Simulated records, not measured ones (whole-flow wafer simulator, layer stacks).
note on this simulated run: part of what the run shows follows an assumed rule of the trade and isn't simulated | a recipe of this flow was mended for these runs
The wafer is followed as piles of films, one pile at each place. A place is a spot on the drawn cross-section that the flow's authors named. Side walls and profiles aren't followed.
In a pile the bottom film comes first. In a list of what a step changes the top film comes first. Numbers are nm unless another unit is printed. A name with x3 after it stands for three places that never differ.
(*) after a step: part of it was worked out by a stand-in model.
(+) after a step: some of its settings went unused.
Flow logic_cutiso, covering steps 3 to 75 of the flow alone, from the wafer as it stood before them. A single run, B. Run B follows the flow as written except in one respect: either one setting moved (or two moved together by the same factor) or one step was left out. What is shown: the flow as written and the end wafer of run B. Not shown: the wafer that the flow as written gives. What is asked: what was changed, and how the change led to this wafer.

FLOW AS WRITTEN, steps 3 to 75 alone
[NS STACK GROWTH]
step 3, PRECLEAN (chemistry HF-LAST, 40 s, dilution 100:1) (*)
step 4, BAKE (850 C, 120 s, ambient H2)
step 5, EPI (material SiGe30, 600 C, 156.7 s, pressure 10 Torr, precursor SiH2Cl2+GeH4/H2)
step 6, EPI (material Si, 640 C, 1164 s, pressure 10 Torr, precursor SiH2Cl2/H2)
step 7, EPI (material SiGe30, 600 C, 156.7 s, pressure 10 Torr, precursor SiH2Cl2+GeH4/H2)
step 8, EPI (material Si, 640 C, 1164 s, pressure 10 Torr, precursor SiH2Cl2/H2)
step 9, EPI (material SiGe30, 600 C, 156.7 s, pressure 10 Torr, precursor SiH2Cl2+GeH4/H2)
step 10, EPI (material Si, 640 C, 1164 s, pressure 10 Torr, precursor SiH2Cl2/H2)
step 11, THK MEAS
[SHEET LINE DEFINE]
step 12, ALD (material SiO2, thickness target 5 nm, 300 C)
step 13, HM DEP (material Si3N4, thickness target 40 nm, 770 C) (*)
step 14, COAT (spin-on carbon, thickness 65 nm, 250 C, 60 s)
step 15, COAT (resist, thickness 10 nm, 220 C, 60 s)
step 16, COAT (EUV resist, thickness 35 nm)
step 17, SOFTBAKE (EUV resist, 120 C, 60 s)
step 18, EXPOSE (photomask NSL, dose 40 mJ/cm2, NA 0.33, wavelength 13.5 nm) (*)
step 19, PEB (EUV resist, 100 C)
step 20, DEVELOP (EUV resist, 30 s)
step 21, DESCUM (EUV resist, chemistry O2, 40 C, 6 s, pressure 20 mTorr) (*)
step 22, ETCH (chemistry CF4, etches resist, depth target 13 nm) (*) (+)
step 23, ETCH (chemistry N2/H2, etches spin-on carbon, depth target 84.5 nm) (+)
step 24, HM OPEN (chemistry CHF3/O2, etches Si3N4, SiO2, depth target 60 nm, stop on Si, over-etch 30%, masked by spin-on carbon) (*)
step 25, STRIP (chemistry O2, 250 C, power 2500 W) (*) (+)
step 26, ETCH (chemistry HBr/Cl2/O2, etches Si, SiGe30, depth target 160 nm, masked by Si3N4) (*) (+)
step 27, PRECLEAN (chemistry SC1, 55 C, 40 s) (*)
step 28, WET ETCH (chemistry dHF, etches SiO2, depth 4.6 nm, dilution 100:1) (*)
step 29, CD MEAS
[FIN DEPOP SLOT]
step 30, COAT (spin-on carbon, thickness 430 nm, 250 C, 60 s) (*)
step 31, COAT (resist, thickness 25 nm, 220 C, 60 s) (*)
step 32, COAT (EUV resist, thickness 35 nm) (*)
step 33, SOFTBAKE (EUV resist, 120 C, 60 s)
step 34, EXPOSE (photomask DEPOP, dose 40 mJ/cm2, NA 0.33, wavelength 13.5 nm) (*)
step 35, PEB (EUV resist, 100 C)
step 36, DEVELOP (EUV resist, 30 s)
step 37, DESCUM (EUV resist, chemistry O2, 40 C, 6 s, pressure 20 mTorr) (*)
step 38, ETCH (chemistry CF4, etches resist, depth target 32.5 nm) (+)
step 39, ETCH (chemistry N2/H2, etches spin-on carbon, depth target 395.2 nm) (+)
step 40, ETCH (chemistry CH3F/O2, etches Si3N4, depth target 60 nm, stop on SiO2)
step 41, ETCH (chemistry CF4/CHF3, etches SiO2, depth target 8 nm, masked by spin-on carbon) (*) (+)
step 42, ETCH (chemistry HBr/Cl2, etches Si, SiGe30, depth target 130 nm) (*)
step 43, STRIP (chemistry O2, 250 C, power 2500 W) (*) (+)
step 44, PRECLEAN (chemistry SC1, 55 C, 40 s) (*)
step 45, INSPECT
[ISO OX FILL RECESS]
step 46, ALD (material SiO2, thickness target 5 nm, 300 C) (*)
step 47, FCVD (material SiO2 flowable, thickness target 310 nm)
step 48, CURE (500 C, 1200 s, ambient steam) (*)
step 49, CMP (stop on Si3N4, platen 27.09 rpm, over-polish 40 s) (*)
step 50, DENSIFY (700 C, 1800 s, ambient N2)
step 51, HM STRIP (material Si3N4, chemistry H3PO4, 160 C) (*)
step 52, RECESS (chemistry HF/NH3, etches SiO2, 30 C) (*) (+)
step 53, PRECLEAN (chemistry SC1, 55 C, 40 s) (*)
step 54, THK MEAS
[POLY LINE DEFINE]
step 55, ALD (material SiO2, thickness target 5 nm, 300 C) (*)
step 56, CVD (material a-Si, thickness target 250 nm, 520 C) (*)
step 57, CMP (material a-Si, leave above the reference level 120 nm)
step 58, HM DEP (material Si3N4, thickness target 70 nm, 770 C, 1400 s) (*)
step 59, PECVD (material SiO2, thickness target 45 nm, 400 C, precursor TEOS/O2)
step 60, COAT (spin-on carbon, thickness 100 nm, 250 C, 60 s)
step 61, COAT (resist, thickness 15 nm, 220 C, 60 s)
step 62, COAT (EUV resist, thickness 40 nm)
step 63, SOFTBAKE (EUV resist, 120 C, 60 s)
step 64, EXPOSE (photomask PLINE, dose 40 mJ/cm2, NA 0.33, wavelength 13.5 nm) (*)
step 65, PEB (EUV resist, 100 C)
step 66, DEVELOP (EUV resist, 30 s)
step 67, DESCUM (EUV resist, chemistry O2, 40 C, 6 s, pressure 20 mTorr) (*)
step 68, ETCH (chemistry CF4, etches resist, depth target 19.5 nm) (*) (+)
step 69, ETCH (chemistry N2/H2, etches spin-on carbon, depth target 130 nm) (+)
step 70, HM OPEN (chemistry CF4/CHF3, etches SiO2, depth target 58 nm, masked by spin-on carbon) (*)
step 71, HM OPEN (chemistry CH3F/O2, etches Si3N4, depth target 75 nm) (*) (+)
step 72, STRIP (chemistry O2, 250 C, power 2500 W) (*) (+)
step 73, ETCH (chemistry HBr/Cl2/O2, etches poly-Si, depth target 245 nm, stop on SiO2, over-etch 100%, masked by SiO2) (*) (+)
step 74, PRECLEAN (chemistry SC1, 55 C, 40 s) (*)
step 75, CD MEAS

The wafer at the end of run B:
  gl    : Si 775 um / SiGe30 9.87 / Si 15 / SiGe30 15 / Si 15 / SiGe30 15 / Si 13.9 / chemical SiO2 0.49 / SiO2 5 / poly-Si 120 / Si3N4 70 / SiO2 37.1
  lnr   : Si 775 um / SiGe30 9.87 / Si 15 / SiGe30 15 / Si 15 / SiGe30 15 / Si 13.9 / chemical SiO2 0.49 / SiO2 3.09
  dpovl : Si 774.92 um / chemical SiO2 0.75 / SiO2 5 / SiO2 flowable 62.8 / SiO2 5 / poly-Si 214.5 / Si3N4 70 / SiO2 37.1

What caused this: step 5, EPI: 577 C was run, while the flow as written has 600 C.

The path from the change to this, step by step:
  step 5, EPI (material SiGe30, 600 C, 156.7 s, pressure 10 Torr, precursor SiH2Cl2+GeH4/H2)
      depop, dpovl, gfld and 19 more: SiGe30 gains 9.87 (new film) (as written it would have been: SiGe30 gains 15 (new film))
  step 26, ETCH (chemistry HBr/Cl2/O2, etches Si, SiGe30, depth target 160 nm, masked by Si3N4) (*) (+)
      dpovl, gfld, gxf, iso, isow, lnri, nsgap: chemical SiO2 loses 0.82 (all of it), Si loses 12 (all of it), SiGe30 loses 15 (all of it), Si loses 15 (all of it), SiGe30 loses 15 (all of it), Si loses 15 (all of it), SiGe30 loses 9.87 (all of it), Si loses 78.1 (as written it would have been: chemical SiO2 loses 0.82 (all of it), Si loses 12 (all of it), SiGe30 loses 15 (all of it), Si loses 15 (all of it), SiGe30 loses 15 (all of it), Si loses 15 (all of it), SiGe30 loses 15 (all of it), Si loses 73)
  step 42, ETCH (chemistry HBr/Cl2, etches Si, SiGe30, depth target 130 nm) (*)
      depop: Si loses 13.8 (all of it), SiGe30 loses 15 (all of it), Si loses 15 (all of it), SiGe30 loses 15 (all of it), Si loses 15 (all of it), SiGe30 loses 9.87 (all of it), Si loses 46.4 (as written it would have been: Si loses 13.8 (all of it), SiGe30 loses 15 (all of it), Si loses 15 (all of it), SiGe30 loses 15 (all of it), Si loses 15 (all of it), SiGe30 loses 15 (all of it), Si loses 41.2)
